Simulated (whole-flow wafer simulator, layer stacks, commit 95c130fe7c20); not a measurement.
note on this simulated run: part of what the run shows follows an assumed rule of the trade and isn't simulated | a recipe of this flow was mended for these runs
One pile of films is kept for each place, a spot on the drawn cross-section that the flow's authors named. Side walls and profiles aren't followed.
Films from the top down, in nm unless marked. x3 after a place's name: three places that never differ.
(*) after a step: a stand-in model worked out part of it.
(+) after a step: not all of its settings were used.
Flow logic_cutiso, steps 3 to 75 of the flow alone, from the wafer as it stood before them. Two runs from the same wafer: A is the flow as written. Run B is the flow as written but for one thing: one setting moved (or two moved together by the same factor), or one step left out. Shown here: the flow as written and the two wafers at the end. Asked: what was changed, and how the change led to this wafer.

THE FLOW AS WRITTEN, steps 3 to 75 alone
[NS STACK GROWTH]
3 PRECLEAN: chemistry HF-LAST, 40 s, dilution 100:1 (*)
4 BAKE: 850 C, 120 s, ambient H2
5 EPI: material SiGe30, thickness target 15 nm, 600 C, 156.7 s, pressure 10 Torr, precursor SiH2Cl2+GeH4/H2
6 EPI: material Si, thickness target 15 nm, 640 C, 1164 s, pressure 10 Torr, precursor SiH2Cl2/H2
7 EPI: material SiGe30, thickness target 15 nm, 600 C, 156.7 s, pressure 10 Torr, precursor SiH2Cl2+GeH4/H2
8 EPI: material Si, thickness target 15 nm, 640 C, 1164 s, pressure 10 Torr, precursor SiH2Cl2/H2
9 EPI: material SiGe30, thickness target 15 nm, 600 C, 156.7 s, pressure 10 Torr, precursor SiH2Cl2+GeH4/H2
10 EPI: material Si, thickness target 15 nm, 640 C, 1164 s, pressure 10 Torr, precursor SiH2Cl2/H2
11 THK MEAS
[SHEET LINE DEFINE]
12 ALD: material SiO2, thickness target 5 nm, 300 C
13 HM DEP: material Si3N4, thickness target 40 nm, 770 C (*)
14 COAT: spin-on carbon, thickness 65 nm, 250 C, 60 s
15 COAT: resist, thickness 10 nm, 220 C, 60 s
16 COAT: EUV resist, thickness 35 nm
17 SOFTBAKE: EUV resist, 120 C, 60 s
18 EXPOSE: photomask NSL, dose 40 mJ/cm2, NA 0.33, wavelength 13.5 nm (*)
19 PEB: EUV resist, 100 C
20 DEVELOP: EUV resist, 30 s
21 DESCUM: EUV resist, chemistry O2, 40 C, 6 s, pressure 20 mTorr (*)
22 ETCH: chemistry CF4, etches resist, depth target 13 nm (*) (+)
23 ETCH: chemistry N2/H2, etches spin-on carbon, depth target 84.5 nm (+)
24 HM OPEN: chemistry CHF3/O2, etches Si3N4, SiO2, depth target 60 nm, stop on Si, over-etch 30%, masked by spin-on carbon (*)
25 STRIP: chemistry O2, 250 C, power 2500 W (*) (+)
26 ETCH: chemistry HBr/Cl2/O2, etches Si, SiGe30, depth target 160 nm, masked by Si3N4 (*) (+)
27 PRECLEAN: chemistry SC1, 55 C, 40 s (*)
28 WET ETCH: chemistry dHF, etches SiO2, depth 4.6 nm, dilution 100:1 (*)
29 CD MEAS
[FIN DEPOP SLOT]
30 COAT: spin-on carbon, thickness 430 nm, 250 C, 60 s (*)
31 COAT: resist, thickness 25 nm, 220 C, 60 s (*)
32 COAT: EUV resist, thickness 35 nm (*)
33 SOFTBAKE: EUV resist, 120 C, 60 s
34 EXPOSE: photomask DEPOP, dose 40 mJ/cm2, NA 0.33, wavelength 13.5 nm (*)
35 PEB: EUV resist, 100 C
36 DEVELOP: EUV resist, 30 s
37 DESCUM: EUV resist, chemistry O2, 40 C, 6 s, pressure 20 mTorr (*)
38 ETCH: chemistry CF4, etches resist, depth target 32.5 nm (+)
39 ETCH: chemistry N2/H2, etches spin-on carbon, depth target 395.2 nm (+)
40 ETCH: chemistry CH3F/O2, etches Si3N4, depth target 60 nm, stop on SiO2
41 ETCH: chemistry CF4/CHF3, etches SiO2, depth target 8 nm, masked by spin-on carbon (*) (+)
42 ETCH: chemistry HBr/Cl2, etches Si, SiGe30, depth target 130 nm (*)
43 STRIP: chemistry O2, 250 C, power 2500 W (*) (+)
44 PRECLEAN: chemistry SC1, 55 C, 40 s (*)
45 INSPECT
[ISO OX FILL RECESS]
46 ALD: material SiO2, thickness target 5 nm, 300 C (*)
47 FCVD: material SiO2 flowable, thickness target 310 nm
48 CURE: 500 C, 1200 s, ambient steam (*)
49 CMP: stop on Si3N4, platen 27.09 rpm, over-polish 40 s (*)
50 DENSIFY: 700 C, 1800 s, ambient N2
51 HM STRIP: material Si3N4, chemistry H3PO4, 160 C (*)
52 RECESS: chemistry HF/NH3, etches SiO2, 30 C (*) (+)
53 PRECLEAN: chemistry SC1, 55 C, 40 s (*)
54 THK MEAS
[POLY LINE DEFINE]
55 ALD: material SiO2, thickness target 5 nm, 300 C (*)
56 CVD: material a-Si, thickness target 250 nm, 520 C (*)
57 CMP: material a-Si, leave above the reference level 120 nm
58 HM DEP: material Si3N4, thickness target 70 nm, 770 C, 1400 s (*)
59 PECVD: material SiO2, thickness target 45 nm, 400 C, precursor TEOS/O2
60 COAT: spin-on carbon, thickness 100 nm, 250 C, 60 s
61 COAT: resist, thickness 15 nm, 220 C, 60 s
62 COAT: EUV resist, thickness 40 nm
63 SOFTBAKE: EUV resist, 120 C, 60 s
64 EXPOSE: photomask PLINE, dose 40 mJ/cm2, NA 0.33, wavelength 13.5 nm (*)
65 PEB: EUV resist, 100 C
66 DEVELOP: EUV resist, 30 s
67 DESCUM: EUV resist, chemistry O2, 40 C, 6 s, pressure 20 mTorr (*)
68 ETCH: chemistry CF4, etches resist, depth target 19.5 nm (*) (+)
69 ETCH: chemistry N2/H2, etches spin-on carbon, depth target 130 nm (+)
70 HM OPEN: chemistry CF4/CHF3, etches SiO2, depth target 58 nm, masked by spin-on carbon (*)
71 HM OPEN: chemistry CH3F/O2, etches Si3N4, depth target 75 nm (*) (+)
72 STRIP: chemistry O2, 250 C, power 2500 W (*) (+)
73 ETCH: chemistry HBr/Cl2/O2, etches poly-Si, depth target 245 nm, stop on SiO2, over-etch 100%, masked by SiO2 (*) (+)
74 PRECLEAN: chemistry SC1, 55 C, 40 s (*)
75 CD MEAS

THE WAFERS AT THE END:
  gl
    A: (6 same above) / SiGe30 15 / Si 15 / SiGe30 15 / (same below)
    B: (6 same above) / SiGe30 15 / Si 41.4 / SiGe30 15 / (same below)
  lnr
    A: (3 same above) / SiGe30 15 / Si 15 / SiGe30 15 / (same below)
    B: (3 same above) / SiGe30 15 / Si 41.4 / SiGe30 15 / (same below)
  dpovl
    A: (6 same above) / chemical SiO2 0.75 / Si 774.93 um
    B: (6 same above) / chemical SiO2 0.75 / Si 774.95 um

The cause: step 8, EPI: 664 C was run, where the flow has 640 C.

How the change led to this, step by step:
  8 EPI: material Si, thickness target 15 nm, 640 C, 1164 s, pressure 10 Torr, precursor SiH2Cl2/H2
      depop, dpovl, gfld and 19 more: A Si +15 (new film) | B Si +41.4 (new film)
  26 ETCH: chemistry HBr/Cl2/O2, etches Si, SiGe30, depth target 160 nm, masked by Si3N4 (*) (+)
      dpovl, gfld, gxf, iso, isow, lnri, nsgap: A chemical SiO2 -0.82 (all of it), Si -12 (all of it), SiGe30 -15 (all of it), Si -15 (all of it), SiGe30 -15 (all of it), Si -15 (all of it), SiGe30 -15 (all of it), Si -73 | B chemical SiO2 -0.82 (all of it), Si -12 (all of it), SiGe30 -15 (all of it), Si -41.4 (all of it), SiGe30 -15 (all of it), Si -15 (all of it), SiGe30 -15 (all of it), Si -46.6
  42 ETCH: chemistry HBr/Cl2, etches Si, SiGe30, depth target 130 nm (*)
      depop: A Si -13.8 (all of it), SiGe30 -15 (all of it), Si -15 (all of it), SiGe30 -15 (all of it), Si -15 (all of it), SiGe30 -15 (all of it), Si -41.2 | B Si -13.8 (all of it), SiGe30 -15 (all of it), Si -41.4 (all of it), SiGe30 -15 (all of it), Si -15 (all of it), SiGe30 -15 (all of it), Si -14.8
